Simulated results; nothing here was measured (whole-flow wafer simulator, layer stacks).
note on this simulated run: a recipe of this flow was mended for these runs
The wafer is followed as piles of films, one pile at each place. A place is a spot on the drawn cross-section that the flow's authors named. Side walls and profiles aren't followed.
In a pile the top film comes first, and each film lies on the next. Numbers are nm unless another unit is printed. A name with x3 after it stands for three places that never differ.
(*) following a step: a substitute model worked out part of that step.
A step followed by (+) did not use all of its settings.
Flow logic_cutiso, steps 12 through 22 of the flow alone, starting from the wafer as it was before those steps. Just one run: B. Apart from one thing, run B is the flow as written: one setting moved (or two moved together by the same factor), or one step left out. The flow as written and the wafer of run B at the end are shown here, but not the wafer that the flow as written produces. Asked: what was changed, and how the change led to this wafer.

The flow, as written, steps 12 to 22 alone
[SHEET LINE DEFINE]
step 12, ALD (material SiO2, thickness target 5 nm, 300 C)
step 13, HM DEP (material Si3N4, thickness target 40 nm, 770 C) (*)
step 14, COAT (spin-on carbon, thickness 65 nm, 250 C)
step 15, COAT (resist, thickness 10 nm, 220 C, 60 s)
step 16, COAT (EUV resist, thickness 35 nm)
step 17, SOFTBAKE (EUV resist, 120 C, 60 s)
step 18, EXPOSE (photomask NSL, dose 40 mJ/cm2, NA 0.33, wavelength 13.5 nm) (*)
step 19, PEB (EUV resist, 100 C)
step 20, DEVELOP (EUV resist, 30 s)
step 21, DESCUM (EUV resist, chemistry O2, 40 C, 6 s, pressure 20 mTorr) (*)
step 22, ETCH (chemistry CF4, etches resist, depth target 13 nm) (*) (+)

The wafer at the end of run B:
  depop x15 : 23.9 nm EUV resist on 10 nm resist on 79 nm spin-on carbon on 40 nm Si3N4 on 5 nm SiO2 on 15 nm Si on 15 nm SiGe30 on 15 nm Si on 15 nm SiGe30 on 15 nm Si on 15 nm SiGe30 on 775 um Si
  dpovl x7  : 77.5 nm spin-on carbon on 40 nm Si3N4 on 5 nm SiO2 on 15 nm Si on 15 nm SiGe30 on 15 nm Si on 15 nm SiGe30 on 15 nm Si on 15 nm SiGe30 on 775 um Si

What caused this: step 14, COAT: thickness 79 nm was run, though the flow has thickness 65 nm.
The wafer lets one read it off: depop x15 has spin-on carbon 79, and step 14 as written asks for 65 nm.

How this came from the change, step by step:
  step 14, COAT (spin-on carbon, thickness 65 nm, 250 C)
      depop x15, dpovl x7: spin-on carbon gains 79 (new film) (it would be, as written: spin-on carbon gains 65 (new film))
